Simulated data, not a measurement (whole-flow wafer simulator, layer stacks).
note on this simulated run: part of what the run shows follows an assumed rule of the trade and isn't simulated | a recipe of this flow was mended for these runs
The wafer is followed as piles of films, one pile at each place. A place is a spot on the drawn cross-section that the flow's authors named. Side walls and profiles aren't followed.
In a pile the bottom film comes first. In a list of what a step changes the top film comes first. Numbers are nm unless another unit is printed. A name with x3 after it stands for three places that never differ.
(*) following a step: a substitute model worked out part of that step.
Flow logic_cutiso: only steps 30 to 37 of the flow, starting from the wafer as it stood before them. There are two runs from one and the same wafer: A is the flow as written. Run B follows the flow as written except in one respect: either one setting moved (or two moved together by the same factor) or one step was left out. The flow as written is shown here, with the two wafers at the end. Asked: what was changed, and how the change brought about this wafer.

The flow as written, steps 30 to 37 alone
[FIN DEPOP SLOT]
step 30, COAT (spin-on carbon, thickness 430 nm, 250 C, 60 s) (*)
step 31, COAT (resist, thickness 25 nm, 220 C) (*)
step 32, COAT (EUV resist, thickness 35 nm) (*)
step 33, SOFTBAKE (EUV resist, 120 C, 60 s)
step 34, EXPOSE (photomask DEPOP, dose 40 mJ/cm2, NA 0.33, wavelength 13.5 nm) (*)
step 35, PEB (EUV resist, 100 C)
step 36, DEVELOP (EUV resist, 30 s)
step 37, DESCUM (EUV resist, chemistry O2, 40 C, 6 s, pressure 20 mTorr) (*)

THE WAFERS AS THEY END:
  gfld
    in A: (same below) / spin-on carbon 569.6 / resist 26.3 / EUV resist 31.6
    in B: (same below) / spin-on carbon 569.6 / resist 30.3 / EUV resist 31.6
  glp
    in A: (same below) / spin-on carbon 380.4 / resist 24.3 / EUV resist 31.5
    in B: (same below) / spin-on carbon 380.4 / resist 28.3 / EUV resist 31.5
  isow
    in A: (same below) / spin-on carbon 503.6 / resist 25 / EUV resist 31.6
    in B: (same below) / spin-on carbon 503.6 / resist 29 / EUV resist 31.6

Cause: step 31, COAT: thickness 29 nm was run, though the flow has thickness 25 nm.
The wafer itself shows it: isow has resist 29, and step 31 as written asks for 25 nm.

The path from the change to this, step by step:
  step 31, COAT (resist, thickness 25 nm, 220 C) (*)
      depop, dpovl, isow, ns, nsgap: A +25 resist (new film) | B +29 resist (new film)
      gfld, lnri: A +26.3 resist (new film) | B +30.3 resist (new film)
      (and at 15 other places as well)
